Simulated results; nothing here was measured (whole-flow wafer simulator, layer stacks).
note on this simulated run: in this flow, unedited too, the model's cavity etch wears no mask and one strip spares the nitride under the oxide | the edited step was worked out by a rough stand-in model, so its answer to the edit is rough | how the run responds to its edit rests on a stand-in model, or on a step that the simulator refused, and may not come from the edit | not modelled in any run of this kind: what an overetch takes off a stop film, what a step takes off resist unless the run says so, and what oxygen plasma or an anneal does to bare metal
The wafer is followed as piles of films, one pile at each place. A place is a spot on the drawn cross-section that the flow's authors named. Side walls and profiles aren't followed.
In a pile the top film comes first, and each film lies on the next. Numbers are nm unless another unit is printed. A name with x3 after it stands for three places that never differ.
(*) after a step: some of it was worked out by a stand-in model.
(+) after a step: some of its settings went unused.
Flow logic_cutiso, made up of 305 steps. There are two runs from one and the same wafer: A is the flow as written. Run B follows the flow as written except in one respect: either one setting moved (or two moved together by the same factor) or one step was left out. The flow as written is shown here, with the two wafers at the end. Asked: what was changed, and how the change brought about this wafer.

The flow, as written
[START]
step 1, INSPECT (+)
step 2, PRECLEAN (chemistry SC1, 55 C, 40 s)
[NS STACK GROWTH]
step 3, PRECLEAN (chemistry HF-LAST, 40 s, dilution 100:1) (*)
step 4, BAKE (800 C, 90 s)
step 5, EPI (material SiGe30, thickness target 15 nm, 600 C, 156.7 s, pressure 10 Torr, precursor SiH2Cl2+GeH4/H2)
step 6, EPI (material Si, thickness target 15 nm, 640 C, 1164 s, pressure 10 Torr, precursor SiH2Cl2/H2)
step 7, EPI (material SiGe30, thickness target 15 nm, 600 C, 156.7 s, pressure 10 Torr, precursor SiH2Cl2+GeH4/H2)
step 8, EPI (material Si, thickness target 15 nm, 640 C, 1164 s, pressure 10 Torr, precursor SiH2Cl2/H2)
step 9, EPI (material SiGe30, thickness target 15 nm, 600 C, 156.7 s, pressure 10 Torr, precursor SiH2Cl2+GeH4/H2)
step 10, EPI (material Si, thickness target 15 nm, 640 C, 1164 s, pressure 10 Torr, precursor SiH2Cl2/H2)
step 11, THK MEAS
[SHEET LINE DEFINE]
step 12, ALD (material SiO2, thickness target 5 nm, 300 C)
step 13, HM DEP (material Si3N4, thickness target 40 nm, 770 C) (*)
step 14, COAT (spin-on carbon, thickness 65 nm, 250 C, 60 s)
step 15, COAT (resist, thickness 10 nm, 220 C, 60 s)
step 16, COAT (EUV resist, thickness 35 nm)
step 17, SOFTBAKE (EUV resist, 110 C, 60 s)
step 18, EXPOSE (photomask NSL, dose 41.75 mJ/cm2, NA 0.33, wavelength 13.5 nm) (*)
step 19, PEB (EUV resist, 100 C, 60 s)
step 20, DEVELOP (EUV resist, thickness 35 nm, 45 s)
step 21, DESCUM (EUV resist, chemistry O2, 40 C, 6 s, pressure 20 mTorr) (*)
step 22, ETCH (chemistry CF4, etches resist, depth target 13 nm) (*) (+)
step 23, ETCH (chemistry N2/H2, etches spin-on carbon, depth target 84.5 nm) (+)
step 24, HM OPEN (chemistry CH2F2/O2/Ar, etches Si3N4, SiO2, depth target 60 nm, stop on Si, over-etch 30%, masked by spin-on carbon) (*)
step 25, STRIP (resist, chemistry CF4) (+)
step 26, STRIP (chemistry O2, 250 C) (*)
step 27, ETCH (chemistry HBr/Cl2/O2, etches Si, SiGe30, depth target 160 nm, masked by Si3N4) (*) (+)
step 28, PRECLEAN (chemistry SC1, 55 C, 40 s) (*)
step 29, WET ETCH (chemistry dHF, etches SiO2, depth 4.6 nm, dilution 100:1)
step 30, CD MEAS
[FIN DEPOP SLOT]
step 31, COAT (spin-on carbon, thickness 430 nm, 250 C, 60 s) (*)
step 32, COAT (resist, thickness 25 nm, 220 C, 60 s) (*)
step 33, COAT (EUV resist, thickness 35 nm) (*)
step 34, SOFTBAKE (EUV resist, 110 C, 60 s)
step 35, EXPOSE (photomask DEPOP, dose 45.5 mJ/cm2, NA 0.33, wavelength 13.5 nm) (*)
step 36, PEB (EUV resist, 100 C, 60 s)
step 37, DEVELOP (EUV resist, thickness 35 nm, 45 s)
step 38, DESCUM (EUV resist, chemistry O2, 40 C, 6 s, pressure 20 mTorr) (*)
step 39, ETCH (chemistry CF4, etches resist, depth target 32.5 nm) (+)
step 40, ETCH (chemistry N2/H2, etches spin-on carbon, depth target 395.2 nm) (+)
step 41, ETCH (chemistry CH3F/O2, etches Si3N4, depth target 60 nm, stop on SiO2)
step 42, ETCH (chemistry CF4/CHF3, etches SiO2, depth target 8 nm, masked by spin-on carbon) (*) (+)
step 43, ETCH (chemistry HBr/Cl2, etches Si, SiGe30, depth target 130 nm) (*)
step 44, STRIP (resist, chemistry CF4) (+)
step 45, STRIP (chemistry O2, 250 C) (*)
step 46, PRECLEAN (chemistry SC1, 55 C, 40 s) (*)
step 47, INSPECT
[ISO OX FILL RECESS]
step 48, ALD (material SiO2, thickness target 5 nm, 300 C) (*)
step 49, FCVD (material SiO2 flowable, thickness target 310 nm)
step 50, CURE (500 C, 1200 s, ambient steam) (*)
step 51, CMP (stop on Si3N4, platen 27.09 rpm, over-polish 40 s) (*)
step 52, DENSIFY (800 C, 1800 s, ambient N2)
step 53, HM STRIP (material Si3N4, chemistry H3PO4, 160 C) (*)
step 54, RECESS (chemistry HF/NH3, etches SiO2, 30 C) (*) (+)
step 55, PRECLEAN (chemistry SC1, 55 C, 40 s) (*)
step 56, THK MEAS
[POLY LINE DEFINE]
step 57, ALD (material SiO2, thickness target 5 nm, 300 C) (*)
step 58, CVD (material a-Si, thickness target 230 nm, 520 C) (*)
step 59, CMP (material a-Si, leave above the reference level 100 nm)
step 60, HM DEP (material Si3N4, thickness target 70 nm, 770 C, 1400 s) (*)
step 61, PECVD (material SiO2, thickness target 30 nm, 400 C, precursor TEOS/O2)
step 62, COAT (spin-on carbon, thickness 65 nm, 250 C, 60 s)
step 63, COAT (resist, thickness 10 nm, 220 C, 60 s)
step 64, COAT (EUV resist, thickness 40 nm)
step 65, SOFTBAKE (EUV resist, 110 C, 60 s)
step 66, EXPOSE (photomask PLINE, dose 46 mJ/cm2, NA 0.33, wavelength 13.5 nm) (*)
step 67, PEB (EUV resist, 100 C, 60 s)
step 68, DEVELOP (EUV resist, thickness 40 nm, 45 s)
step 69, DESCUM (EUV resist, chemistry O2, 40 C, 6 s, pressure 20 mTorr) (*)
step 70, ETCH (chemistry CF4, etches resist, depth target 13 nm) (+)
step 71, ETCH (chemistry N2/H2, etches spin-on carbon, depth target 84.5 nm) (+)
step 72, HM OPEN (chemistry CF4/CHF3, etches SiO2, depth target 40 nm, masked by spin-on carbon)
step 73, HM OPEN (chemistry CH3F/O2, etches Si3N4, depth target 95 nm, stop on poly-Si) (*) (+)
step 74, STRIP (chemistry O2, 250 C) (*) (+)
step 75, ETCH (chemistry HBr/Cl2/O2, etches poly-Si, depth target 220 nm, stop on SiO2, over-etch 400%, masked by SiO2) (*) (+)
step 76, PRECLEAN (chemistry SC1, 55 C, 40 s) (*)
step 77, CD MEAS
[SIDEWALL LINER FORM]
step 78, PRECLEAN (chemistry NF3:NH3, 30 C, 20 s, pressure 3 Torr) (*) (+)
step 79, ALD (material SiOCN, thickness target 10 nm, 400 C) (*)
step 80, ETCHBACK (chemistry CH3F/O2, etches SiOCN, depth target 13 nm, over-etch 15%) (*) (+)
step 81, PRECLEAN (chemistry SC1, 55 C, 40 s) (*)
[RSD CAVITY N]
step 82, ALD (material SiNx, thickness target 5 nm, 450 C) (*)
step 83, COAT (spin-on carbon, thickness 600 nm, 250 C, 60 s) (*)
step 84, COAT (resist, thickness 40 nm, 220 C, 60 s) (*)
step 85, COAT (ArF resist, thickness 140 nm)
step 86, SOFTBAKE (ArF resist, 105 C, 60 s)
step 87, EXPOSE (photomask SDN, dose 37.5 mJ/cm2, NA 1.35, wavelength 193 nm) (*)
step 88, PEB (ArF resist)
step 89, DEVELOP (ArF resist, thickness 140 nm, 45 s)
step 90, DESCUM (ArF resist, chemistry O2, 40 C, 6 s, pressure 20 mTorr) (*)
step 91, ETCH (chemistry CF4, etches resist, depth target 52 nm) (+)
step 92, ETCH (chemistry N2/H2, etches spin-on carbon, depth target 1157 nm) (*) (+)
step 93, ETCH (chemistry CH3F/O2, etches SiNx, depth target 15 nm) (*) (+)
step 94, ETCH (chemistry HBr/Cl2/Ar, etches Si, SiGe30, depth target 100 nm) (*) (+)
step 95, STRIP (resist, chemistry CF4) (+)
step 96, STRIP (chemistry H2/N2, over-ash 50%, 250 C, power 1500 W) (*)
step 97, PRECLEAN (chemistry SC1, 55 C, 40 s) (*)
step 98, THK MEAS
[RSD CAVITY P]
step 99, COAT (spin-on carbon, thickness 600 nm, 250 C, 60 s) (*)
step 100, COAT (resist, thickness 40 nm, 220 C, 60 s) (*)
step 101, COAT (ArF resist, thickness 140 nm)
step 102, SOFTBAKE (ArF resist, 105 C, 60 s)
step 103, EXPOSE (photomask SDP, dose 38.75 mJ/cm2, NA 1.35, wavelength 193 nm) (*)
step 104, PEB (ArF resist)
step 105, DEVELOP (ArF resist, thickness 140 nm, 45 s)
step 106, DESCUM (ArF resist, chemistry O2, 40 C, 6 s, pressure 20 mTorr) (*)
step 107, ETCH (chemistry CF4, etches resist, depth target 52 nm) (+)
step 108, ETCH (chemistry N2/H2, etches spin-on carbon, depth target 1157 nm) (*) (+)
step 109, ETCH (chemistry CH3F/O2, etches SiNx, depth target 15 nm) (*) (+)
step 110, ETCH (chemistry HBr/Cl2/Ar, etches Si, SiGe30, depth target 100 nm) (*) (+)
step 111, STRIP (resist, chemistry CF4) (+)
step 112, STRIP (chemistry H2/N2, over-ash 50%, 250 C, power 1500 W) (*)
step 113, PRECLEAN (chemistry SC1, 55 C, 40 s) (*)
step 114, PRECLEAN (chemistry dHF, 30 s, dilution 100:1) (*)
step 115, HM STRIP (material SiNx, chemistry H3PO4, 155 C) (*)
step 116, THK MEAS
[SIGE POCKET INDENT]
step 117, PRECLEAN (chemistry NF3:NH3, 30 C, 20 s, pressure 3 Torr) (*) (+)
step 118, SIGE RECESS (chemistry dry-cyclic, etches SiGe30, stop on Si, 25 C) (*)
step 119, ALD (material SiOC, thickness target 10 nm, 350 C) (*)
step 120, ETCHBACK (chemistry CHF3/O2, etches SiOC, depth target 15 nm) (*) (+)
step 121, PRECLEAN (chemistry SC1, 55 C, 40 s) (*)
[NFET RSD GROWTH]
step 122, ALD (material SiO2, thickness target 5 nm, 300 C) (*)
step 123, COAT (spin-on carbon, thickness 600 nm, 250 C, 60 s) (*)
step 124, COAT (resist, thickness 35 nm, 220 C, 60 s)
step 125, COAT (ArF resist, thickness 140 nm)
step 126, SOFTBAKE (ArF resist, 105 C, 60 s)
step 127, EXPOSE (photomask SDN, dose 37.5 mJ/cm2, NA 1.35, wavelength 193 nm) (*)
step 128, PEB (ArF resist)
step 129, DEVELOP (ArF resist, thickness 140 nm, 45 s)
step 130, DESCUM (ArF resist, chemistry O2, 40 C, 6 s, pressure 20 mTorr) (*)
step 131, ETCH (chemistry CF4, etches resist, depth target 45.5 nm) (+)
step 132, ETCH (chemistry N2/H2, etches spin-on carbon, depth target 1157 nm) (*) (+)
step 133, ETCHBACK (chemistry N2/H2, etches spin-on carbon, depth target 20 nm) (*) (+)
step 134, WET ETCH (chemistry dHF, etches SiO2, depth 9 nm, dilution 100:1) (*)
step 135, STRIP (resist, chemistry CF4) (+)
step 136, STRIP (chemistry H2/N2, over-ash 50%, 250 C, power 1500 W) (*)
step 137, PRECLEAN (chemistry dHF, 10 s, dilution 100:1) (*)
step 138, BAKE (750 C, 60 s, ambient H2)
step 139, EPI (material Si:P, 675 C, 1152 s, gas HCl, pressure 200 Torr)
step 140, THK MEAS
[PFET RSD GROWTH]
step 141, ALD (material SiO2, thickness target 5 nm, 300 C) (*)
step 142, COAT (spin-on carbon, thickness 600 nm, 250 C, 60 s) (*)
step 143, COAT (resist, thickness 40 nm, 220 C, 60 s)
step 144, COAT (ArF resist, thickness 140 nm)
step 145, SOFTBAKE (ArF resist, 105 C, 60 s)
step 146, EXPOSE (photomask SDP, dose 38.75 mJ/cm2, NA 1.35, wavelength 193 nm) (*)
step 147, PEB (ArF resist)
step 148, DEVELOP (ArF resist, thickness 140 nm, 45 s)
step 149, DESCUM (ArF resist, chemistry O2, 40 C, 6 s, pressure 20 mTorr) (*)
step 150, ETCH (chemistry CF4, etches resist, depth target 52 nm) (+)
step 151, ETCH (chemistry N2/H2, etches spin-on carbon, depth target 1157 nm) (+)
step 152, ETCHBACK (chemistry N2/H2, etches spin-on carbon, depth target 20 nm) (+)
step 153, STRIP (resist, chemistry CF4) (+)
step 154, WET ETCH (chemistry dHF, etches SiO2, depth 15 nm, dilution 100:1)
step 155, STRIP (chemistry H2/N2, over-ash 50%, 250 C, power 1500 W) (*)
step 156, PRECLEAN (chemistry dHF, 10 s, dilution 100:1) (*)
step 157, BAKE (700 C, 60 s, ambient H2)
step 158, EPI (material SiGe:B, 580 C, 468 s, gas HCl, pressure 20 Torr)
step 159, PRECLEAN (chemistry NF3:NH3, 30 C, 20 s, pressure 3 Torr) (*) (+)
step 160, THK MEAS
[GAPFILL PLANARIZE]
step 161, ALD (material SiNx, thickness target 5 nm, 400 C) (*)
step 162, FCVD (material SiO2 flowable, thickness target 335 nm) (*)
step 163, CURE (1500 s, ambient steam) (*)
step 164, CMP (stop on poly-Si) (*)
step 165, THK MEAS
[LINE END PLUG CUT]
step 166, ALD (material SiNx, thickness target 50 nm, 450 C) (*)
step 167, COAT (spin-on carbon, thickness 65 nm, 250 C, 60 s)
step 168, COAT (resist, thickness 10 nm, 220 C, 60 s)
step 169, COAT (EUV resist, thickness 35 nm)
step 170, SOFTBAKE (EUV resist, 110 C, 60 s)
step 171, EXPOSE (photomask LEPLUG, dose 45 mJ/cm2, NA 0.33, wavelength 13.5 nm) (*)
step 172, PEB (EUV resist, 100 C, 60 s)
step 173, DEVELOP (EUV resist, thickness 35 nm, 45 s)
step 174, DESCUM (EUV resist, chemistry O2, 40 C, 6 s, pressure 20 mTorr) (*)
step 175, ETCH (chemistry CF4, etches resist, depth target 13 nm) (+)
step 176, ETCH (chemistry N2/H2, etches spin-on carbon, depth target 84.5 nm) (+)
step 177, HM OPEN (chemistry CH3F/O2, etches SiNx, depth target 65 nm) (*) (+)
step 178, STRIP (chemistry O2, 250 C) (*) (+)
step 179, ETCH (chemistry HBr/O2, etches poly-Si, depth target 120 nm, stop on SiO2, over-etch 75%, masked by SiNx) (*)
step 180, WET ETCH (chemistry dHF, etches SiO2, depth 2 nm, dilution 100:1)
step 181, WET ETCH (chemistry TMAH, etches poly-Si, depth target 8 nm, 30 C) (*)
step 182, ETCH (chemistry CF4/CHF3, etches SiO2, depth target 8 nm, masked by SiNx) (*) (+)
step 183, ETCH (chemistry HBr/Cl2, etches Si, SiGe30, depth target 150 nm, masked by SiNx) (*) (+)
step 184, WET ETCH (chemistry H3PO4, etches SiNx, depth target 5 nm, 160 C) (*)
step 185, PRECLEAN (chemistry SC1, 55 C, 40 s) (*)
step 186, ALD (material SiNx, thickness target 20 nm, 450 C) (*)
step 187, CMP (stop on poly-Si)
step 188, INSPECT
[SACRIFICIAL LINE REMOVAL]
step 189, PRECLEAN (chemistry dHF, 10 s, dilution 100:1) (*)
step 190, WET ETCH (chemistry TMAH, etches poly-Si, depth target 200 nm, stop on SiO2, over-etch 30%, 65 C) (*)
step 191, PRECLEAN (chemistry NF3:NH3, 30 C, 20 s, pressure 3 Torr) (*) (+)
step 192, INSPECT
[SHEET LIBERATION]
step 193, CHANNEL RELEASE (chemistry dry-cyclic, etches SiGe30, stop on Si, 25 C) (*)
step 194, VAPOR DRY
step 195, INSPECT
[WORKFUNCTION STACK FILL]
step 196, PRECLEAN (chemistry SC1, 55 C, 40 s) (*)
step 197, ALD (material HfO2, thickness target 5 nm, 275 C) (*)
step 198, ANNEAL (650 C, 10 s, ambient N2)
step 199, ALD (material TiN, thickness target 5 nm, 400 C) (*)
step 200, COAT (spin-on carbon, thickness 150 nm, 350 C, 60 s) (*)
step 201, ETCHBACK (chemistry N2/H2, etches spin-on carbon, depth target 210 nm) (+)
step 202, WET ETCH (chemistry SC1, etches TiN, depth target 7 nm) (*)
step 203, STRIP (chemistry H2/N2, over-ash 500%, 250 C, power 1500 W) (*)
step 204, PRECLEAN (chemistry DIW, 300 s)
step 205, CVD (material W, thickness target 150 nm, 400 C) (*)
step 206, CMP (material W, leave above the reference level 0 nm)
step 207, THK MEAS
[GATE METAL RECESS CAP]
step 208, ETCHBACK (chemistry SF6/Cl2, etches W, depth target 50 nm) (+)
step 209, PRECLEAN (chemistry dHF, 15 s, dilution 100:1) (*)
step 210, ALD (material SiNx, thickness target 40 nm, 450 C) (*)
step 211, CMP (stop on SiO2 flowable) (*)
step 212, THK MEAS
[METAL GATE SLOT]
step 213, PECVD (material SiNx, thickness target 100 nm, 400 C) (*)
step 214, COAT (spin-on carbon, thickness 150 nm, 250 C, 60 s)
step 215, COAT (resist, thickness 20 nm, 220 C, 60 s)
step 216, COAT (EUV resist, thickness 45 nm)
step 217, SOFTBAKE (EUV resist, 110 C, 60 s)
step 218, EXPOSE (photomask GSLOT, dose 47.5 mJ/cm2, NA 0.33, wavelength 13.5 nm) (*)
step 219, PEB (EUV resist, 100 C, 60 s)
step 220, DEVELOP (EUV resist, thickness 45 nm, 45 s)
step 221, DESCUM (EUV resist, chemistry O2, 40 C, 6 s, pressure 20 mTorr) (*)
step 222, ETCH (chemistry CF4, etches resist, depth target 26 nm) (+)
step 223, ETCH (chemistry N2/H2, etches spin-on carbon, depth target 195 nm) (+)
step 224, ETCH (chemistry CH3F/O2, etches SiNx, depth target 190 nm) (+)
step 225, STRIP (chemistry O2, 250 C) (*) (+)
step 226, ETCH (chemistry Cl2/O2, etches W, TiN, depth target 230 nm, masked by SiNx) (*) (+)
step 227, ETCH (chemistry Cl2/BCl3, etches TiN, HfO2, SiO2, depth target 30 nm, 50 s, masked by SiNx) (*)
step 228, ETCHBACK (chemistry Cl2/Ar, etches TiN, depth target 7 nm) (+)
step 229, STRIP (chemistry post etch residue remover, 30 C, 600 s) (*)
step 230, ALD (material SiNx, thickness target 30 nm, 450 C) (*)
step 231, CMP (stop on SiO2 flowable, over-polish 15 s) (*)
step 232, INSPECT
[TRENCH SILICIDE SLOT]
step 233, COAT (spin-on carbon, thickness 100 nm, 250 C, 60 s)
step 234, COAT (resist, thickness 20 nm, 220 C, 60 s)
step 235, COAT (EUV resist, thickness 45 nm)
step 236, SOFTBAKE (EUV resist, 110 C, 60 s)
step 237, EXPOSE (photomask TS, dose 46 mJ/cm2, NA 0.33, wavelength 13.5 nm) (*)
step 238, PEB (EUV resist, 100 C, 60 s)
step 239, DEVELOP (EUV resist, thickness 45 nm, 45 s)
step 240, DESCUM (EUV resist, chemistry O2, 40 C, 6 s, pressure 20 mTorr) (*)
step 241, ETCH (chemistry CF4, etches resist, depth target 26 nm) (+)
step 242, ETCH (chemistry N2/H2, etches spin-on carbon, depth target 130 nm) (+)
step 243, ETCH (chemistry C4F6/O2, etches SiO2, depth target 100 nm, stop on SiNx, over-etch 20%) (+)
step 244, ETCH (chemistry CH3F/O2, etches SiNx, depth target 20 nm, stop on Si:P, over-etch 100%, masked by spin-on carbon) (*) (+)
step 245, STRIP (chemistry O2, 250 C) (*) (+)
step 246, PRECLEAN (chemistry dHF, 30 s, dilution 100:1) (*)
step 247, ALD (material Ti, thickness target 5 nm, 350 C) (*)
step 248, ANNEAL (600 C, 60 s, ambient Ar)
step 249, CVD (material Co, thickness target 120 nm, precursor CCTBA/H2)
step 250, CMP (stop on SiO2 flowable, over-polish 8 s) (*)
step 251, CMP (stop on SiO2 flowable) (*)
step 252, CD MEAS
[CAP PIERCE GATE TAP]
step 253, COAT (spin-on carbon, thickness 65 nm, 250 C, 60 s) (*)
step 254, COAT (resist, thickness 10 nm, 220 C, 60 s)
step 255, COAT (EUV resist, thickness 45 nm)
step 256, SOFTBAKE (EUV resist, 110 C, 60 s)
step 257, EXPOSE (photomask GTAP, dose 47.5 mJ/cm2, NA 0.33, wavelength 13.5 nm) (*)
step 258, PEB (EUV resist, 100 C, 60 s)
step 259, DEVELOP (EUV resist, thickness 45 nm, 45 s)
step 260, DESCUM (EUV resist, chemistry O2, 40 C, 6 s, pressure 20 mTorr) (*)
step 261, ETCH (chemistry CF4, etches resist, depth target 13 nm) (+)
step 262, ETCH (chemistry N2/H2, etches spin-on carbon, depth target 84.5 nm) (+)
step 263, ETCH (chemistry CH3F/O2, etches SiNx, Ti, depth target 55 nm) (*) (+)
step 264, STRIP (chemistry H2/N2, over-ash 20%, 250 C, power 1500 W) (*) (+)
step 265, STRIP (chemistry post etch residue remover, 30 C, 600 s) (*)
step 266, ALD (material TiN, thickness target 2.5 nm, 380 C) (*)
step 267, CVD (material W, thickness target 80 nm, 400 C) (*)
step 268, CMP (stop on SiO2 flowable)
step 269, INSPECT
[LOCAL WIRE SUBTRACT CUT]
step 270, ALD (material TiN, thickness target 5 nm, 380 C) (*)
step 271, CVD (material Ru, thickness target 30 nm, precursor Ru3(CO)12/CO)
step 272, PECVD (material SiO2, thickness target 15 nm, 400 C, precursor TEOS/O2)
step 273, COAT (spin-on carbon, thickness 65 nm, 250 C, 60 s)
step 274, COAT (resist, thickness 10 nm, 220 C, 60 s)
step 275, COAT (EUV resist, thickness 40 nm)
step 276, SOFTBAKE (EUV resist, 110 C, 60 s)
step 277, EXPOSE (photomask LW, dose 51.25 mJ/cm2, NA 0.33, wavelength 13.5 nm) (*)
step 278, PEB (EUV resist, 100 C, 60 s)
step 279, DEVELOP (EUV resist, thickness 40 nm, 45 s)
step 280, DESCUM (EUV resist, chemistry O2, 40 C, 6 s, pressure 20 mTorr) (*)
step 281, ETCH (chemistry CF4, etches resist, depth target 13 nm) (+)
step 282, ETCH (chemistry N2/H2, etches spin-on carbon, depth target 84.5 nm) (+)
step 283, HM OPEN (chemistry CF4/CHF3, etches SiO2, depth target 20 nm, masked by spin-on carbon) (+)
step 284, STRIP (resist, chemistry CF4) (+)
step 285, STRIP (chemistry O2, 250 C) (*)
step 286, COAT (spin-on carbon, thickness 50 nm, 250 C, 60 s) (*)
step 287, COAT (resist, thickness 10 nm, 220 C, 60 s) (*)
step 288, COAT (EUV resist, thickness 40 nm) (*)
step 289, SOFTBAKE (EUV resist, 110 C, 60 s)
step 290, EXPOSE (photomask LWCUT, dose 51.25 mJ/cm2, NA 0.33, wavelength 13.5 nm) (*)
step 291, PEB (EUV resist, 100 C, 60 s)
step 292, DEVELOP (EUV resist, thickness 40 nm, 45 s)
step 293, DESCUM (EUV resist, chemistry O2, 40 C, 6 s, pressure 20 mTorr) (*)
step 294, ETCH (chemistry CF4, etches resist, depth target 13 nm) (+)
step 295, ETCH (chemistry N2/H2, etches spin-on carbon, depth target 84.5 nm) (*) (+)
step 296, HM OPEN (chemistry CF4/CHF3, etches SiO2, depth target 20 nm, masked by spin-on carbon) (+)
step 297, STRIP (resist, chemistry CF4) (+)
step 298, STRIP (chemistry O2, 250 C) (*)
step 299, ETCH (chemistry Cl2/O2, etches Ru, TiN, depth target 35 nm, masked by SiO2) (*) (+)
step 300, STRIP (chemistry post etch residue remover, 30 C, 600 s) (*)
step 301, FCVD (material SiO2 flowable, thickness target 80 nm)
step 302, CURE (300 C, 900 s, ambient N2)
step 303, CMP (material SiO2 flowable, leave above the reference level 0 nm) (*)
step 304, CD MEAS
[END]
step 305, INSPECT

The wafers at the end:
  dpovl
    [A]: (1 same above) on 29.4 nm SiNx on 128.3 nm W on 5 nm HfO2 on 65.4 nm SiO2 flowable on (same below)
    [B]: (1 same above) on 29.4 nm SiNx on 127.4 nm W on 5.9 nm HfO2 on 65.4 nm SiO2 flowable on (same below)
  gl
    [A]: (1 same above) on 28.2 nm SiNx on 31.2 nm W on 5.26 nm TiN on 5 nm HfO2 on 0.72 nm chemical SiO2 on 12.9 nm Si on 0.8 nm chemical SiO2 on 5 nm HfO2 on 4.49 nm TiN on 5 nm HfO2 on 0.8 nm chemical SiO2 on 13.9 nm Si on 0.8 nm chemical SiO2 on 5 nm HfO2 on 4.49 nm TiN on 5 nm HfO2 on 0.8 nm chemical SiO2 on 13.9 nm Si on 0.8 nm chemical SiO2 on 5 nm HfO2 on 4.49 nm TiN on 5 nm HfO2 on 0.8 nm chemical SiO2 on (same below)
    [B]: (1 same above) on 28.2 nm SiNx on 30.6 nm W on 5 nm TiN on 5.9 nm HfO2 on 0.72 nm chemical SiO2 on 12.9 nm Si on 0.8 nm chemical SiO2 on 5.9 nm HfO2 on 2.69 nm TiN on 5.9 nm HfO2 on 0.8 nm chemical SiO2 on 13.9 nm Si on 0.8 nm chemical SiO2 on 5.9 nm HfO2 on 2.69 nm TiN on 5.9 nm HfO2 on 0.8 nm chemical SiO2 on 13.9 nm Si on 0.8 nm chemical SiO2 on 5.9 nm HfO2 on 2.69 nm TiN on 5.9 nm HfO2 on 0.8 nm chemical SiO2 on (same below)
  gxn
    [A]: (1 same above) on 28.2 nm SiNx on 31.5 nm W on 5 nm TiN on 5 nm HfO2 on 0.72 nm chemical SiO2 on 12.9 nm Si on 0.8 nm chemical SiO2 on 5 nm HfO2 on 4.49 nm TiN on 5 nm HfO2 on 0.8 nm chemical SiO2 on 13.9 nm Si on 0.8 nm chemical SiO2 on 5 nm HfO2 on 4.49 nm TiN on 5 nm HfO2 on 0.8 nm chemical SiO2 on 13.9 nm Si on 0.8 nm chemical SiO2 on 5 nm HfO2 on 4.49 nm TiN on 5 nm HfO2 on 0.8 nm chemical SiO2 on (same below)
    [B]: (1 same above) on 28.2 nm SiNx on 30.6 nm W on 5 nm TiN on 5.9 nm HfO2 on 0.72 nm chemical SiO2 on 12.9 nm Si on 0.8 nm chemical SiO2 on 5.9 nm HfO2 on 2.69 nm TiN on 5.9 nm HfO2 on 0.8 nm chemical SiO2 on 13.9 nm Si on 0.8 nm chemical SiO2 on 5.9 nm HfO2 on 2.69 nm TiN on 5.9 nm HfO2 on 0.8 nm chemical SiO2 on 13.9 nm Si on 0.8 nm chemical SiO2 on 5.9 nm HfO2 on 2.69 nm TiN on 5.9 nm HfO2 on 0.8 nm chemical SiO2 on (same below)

What caused this: step 197, ALD: thickness target 5.9 nm was run, whereas the flow has thickness target 5 nm.
The wafer itself shows it: dpovl has HfO2 5.9, and step 197 as written asks for 5 nm.

Step by step, how the change led to this:
  step 197, ALD (material HfO2, thickness target 5 nm, 275 C) (*)
      depop, dpovl, gfld and 12 more: A +5 HfO2 (new film) | B +5.9 HfO2 (new film)
      gl, glp, gxn, gxp, ns, tap: A +5 HfO2 (new film), +5 HfO2 (new film), -10 cavity, +5 HfO2 (new film), +5 HfO2 (new film), -10 cavity, +5 HfO2 (new film), +5 HfO2 (new film), -10 cavity, +5 HfO2 (new film) | B +5.9 HfO2 (new film), +5.9 HfO2 (new film), -11.8 cavity, +5.9 HfO2 (new film), +5.9 HfO2 (new film), -11.8 cavity, +5.9 HfO2 (new film), +5.9 HfO2 (new film), -11.8 cavity, +5.9 HfO2 (new film)
      (and at 1 other place as well)
  step 199, ALD (material TiN, thickness target 5 nm, 400 C) (*)
      gl, glp, tap: A +5.26 TiN (new film), +4.49 TiN (new film), -4.49 cavity (all of it), +4.49 TiN (new film), -4.49 cavity (all of it), +4.49 TiN (new film), -4.49 cavity (all of it) | B +5 TiN (new film), +2.69 TiN (new film), -2.69 cavity (all of it), +2.69 TiN (new film), -2.69 cavity (all of it), +2.69 TiN (new film), -2.69 cavity (all of it)
      gxn, gxp, ns: A +5 TiN (new film), +4.49 TiN (new film), -4.49 cavity (all of it), +4.49 TiN (new film), -4.49 cavity (all of it), +4.49 TiN (new film), -4.49 cavity (all of it) | B +5 TiN (new film), +2.69 TiN (new film), -2.69 cavity (all of it), +2.69 TiN (new film), -2.69 cavity (all of it), +2.69 TiN (new film), -2.69 cavity (all of it)
      (and at 2 other places as well)
  step 200, COAT (spin-on carbon, thickness 150 nm, 350 C, 60 s) (*)
      gxf: A +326 spin-on carbon (new film) | B +239.7 spin-on carbon (new film)
  step 203, STRIP (chemistry H2/N2, over-ash 500%, 250 C, power 1500 W) (*)
      gl, glp: A -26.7 spin-on carbon (all of it) | B -29.7 spin-on carbon (all of it)
      gxn, gxp: A -26.8 spin-on carbon (all of it) | B -29.6 spin-on carbon (all of it)
      (and at 3 other places as well)
  step 205, CVD (material W, thickness target 150 nm, 400 C) (*)
      gxf: A +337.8 W (new film) | B +248.7 W (new film)
  step 206, CMP (material W, leave above the reference level 0 nm)
      lnr, lnri, lnrp, lnrt: A -150 W (all of it), -5 HfO2 (all of it), -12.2 SiOCN | B -150 W (all of it), -5.9 HfO2 (all of it), -12.2 SiOCN
      rsdn, rsdp, rsdw, rsdx: A -162.2 W (all of it), -5 HfO2 (all of it) | B -162.2 W (all of it), -5.9 HfO2 (all of it)
      (and at 2 other places as well)
  step 226, ETCH (chemistry Cl2/O2, etches W, TiN, depth target 230 nm, masked by SiNx) (*) (+)
      gfld: A -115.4 W (all of it), -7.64 TiN (all of it), -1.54 HfO2 | B -115.4 W (all of it), -6.74 TiN (all of it), -1.53 HfO2
  step 227, ETCH (chemistry Cl2/BCl3, etches TiN, HfO2, SiO2, depth target 30 nm, 50 s, masked by SiNx) (*)
      gfld: A -3.46 HfO2 (all of it), -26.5 SiO2 flowable | B -4.37 HfO2 (all of it), -25.6 SiO2 flowable
